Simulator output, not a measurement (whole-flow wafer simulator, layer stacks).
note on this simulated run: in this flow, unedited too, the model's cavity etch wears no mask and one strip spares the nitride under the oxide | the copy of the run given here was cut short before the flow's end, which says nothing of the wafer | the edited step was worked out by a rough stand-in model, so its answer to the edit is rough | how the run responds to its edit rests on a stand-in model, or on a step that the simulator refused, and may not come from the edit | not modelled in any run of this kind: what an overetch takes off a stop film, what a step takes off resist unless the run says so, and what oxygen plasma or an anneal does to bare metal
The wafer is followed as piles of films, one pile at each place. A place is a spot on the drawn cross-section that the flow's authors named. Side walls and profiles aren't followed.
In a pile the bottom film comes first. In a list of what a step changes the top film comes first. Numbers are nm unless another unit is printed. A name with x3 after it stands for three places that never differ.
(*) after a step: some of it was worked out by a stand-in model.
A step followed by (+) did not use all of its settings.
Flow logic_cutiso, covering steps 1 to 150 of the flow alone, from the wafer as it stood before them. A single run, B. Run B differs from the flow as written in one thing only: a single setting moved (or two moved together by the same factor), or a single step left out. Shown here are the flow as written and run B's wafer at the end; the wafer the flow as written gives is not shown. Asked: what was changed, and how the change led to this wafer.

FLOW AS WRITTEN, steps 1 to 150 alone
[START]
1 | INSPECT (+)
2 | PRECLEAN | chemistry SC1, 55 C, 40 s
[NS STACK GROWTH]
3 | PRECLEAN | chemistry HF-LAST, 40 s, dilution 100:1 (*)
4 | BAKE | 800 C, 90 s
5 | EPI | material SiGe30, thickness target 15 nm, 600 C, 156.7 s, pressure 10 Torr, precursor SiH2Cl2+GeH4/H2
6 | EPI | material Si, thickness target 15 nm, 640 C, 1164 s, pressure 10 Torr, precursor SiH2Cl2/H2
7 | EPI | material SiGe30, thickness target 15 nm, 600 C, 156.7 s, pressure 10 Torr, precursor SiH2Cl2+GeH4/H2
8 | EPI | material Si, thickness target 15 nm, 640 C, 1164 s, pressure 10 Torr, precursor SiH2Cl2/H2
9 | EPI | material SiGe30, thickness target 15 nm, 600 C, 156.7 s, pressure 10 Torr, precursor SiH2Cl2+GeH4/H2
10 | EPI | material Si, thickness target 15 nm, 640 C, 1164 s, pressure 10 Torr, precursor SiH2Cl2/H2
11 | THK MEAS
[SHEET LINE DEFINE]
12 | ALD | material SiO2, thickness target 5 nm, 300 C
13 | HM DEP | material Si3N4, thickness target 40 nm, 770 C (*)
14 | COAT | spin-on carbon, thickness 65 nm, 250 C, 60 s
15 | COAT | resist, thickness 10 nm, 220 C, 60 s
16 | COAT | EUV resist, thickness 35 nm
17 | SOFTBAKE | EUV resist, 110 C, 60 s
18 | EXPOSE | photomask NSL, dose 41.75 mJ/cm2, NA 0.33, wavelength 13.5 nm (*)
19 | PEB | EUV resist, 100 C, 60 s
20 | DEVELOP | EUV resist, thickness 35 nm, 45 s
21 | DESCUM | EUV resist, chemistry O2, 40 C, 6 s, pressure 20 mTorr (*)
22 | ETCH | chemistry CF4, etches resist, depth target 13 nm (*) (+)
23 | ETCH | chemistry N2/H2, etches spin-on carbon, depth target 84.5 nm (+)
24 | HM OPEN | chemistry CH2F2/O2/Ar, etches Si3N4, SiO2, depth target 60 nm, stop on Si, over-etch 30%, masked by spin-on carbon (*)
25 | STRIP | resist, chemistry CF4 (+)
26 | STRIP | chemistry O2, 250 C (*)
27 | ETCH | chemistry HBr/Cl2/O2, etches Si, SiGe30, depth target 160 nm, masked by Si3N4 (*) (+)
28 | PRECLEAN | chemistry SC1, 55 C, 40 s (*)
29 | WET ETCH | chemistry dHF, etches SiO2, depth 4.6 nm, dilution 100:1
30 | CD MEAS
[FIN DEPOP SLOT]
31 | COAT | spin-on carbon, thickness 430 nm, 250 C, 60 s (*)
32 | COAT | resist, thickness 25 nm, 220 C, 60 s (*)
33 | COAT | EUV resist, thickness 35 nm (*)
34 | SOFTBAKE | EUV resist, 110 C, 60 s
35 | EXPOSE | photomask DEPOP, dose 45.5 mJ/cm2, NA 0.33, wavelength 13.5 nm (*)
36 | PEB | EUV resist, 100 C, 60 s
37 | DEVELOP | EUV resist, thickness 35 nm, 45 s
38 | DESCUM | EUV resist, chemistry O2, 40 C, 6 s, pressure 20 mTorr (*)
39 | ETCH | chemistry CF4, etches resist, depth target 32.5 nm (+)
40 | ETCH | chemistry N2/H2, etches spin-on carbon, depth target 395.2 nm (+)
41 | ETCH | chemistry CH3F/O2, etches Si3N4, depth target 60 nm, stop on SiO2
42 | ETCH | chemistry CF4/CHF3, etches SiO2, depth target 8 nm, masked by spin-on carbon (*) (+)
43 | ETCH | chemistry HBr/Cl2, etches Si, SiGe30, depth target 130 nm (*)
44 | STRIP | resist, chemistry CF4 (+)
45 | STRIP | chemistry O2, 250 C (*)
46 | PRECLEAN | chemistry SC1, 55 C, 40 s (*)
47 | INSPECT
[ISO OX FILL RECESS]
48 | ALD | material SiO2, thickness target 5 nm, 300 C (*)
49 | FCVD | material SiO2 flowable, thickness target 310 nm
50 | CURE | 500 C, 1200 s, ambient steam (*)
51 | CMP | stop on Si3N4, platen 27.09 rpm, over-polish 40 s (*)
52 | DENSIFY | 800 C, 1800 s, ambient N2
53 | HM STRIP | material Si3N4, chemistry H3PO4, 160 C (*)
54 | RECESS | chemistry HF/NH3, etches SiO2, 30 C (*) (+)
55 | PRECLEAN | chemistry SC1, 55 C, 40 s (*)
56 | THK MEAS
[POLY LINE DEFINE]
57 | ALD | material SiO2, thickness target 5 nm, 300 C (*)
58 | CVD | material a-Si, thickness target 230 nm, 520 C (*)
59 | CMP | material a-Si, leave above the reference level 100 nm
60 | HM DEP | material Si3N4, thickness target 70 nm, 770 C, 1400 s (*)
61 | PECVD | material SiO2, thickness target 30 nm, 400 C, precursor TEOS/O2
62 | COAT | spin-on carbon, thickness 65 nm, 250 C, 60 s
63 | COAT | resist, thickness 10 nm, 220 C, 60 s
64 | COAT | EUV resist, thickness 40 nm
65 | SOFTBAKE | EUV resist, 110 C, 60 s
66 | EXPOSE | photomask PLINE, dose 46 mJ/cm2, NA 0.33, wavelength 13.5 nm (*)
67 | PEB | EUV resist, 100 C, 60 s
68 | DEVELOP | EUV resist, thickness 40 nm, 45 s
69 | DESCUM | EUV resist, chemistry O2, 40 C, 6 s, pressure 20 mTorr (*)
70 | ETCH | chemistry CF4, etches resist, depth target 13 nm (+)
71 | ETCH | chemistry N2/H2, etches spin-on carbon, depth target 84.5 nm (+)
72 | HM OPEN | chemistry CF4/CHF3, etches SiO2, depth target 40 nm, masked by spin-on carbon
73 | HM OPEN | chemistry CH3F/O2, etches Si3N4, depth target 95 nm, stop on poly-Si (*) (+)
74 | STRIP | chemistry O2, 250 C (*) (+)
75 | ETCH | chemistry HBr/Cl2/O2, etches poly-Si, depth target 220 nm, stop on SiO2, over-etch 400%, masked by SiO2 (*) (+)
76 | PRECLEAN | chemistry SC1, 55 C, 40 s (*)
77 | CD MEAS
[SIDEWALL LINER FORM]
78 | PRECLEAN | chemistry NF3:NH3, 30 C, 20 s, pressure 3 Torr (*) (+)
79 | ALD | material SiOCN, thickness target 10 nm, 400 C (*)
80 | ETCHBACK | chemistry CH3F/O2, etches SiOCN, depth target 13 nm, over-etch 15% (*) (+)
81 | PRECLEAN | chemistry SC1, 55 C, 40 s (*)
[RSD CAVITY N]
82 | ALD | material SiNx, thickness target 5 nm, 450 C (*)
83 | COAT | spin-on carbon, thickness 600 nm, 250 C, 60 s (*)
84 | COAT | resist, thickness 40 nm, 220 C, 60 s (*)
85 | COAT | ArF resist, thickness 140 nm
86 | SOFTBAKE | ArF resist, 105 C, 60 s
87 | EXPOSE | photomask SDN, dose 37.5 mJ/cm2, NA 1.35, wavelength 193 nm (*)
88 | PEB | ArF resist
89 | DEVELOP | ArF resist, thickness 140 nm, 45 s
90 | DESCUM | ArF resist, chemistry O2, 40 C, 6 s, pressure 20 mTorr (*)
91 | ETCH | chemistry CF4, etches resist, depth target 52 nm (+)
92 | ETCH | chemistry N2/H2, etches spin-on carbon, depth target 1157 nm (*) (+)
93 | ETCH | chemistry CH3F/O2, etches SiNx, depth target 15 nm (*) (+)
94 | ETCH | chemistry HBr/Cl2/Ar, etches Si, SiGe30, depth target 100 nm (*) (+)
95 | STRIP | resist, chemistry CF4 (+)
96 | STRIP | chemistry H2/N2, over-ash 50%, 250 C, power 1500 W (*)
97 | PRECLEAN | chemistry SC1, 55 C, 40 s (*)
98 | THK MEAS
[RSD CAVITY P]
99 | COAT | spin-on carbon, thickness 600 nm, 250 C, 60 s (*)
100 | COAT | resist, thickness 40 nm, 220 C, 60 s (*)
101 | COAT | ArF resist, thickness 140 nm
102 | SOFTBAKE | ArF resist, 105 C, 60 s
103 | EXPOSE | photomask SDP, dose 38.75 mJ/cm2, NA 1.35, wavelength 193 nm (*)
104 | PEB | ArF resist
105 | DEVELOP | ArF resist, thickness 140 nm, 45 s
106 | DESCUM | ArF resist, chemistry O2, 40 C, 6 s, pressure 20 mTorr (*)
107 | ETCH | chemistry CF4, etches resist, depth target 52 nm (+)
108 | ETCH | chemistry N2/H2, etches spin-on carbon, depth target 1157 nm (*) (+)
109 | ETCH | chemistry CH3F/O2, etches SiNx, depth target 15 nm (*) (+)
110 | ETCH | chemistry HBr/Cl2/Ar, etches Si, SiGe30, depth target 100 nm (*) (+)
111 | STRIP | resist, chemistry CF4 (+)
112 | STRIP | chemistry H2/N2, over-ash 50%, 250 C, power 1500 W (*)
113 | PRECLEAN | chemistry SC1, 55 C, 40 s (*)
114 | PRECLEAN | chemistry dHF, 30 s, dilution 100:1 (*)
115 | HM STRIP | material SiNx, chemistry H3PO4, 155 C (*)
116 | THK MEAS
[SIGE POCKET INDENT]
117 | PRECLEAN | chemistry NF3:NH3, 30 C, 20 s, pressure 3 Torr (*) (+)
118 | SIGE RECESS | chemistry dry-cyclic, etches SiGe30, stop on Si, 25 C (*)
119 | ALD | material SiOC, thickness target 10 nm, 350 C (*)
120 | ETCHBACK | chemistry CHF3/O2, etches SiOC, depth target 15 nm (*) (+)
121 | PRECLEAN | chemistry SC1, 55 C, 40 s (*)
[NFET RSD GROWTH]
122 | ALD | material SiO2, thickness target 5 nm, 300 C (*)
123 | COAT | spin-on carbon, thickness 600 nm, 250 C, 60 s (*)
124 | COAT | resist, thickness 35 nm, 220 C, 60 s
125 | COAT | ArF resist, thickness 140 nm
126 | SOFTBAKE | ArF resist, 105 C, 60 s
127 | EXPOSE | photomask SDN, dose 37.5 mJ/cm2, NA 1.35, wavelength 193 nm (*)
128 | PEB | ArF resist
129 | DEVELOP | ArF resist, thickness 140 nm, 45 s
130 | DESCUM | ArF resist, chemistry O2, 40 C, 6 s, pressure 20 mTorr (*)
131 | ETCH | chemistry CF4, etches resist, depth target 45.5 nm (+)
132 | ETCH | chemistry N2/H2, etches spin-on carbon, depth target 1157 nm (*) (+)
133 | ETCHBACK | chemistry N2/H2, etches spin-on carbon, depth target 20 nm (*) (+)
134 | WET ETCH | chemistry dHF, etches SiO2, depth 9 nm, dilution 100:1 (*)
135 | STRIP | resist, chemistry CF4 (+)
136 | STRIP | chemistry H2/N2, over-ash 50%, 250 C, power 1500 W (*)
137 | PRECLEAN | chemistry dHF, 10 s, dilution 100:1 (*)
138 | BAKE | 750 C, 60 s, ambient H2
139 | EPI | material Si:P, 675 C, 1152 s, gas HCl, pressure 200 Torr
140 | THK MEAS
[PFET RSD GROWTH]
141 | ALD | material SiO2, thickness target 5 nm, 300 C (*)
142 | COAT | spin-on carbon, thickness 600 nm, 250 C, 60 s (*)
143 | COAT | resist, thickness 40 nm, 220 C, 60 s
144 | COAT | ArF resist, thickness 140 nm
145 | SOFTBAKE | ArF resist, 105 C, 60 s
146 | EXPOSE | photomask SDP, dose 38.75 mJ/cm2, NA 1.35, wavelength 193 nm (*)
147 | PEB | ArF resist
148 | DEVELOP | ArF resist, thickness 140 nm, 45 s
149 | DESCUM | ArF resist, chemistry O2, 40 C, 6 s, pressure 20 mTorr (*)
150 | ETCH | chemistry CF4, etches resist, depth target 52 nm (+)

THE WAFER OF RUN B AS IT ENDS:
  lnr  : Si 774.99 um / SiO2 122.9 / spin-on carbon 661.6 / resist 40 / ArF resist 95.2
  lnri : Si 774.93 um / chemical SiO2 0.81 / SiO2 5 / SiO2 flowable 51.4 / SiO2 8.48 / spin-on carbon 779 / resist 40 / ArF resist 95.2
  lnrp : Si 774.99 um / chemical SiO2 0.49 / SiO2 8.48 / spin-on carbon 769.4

The reason: step 79, ALD: thickness target 6 nm was run, whereas the flow has thickness target 10 nm.

The path from the change to this, step by step:
  79 | ALD | material SiOCN, thickness target 10 nm, 400 C (*)
      depop, dpovl, gfld and 19 more: SiOCN gains 6 (new film) (it would be, as written: SiOCN gains 10 (new film))
  80 | ETCHBACK | chemistry CH3F/O2, etches SiOCN, depth target 13 nm, over-etch 15% (*) (+)
      lnr, lnrp, lnrt: SiOCN loses 6 (all of it), Si loses 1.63 (it would be, as written: SiOCN gains 175.1)
      lnri: SiOCN loses 6 (all of it), SiO2 flowable loses 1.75 (it would be, as written: SiOCN gains 271.9)
      (and at 18 other places as well)
  83 | COAT | spin-on carbon, thickness 600 nm, 250 C, 60 s (*)
      rsdn, rsdp, rsdw, rsdx: spin-on carbon gains 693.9 (new film) (it would be, as written: spin-on carbon gains 716.5 (new film))
      gl, gxn, gxp: spin-on carbon gains 506.1 (new film) (it would be, as written: spin-on carbon gains 528.7 (new film))
      (and at 10 other places as well)
  92 | ETCH | chemistry N2/H2, etches spin-on carbon, depth target 1157 nm (*) (+)
      gl, gxn: spin-on carbon loses 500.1 (all of it), SiNx loses 5 (all of it), SiO2 loses 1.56 (it would be, as written: spin-on carbon loses 522.7 (all of it), SiNx loses 2.88)
      tap: spin-on carbon loses 500.2 (all of it), SiNx loses 5 (all of it), SiO2 loses 1.56 (it would be, as written: spin-on carbon loses 522.7 (all of it), SiNx loses 2.88)
      (and at 19 other places as well)
  93 | ETCH | chemistry CH3F/O2, etches SiNx, depth target 15 nm (*) (+)
      gl, gxn, tap: SiO2 loses 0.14 (it would be, as written: SiNx loses 2.12 (all of it), SiO2 loses 0.17)
      lnr, lnrt: SiNx loses 1.26 (all of it), chemical SiO2 loses 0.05 (it would be, as written: SiNx loses 2.15 (all of it), SiOCN loses 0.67)
      (and at 2 other places as well)
  94 | ETCH | chemistry HBr/Cl2/Ar, etches Si, SiGe30, depth target 100 nm (*) (+)
      lnr, lnrt: chemical SiO2 loses 0.44 (all of it), Si loses 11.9 (all of it), SiGe30 loses 15 (all of it), Si loses 15 (all of it), SiGe30 loses 15 (all of it), Si loses 15 (all of it), SiGe30 loses 15 (all of it), Si loses 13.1 (it would be, as written: nothing)
      rsdn, rsdx: chemical SiO2 loses 0.44 (all of it), Si loses 11.9 (all of it), SiGe30 loses 15 (all of it), Si loses 15 (all of it), SiGe30 loses 15 (all of it), Si loses 15 (all of it), SiGe30 loses 15 (all of it), Si loses 13.1 (it would be, as written: chemical SiO2 loses 0.49 (all of it), Si loses 12.8 (all of it), SiGe30 loses 15 (all of it), Si loses 15 (all of it), SiGe30 loses 15 (all of it), Si loses 15 (all of it), SiGe30 loses 15 (all of it), Si loses 12.2)
  95 | STRIP | resist, chemistry CF4 (+)
      depop, dpovl, isow, ns, nsgap: resist loses 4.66 (all of it) (it would be, as written: resist loses 13 (all of it))
      gfld, iso, lnri: resist loses 4.73 (all of it) (it would be, as written: resist loses 13 (all of it))
      (and at 7 other places as well)
  96 | STRIP | chemistry H2/N2, over-ash 50%, 250 C, power 1500 W (*)
      gfld, gxf: spin-on carbon loses 506.1 (all of it) (it would be, as written: spin-on carbon loses 528.6 (all of it))
      glp, plug: spin-on carbon loses 506.2 (all of it) (it would be, as written: spin-on carbon loses 528.7 (all of it))
      (and at 6 other places as well)
  99 | COAT | spin-on carbon, thickness 600 nm, 250 C, 60 s (*)
      gfld, plug: spin-on carbon gains 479 (new film) (it would be, as written: spin-on carbon gains 509.8 (new film))
      gl, gxn: spin-on carbon gains 485.6 (new film) (it would be, as written: spin-on carbon gains 514.9 (new film))
      (and at 13 other places as well)
  108 | ETCH | chemistry N2/H2, etches spin-on carbon, depth target 1157 nm (*) (+)
      glp, gxp: spin-on carbon loses 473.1 (all of it), SiNx loses 5 (all of it), SiO2 loses 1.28 (it would be, as written: spin-on carbon loses 503.9 (all of it), SiNx loses 2.78)
      depop, dpovl, gfld and 14 more: ArF resist loses 95.2 (all of it), resist loses 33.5 (it would be, as written: ArF resist loses 95.2 (all of it), resist loses 25.2)
      (and at 3 other places as well)
  109 | ETCH | chemistry CH3F/O2, etches SiNx, depth target 15 nm (*) (+)
      glp, gxp: SiO2 loses 0.16 (it would be, as written: SiNx loses 2.22 (all of it), SiO2 loses 0.17)
      rsdp, rsdw: SiNx loses 1.4 (all of it), chemical SiO2 loses 0.06 (it would be, as written: SiNx loses 4.26 (all of it))
      (and at 1 other place as well)
  110 | ETCH | chemistry HBr/Cl2/Ar, etches Si, SiGe30, depth target 100 nm (*) (+)
      lnrp: chemical SiO2 loses 0.44 (all of it), Si loses 11.9 (all of it), SiGe30 loses 15 (all of it), Si loses 15 (all of it), SiGe30 loses 15 (all of it), Si loses 15 (all of it), SiGe30 loses 15 (all of it), Si loses 13.1 (it would be, as written: nothing)
      rsdp, rsdw: chemical SiO2 loses 0.44 (all of it), Si loses 11.9 (all of it), SiGe30 loses 15 (all of it), Si loses 15 (all of it), SiGe30 loses 15 (all of it), Si loses 15 (all of it), SiGe30 loses 15 (all of it), Si loses 13.1 (it would be, as written: chemical SiO2 loses 0.49 (all of it), Si loses 12.8 (all of it), SiGe30 loses 15 (all of it), Si loses 15 (all of it), SiGe30 loses 15 (all of it), Si loses 15 (all of it), SiGe30 loses 15 (all of it), Si loses 12.2)
  111 | STRIP | resist, chemistry CF4 (+)
      depop, dpovl, isow, ns, nsgap: resist loses 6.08 (all of it) (it would be, as written: resist loses 14 (all of it))
      gxn, lnr: resist loses 6.18 (all of it) (it would be, as written: resist loses 14.1 (all of it))
      (and at 10 other places as well)
  112 | STRIP | chemistry H2/N2, over-ash 50%, 250 C, power 1500 W (*)
      gfld, plug: spin-on carbon loses 479 (all of it) (it would be, as written: spin-on carbon loses 509.8 (all of it))
      gl, gxn: spin-on carbon loses 485.6 (all of it) (it would be, as written: spin-on carbon loses 514.9 (all of it))
      (and at 8 other places as well)
  114 | PRECLEAN | chemistry dHF, 30 s, dilution 100:1 (*)
      lnr, lnrt: chemical SiO2 loses 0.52 (all of it) (it would be, as written: SiOCN loses 0.49)
  115 | HM STRIP | material SiNx, chemistry H3PO4, 155 C (*)
      lnr, lnrp, lnrt: chemical SiO2 gains 0.5 (new film), Si loses 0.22 (it would be, as written: SiOCN loses 0.58)
  ... 12 further steps ...
  142 | COAT | spin-on carbon, thickness 600 nm, 250 C, 60 s (*)
      gfld, plug: spin-on carbon gains 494 (new film) (it would be, as written: spin-on carbon gains 525.3 (new film))
      lnr, lnrt: spin-on carbon gains 661.6 (new film) (it would be, as written: spin-on carbon gains 537.9 (new film))
      (and at 13 other places as well)
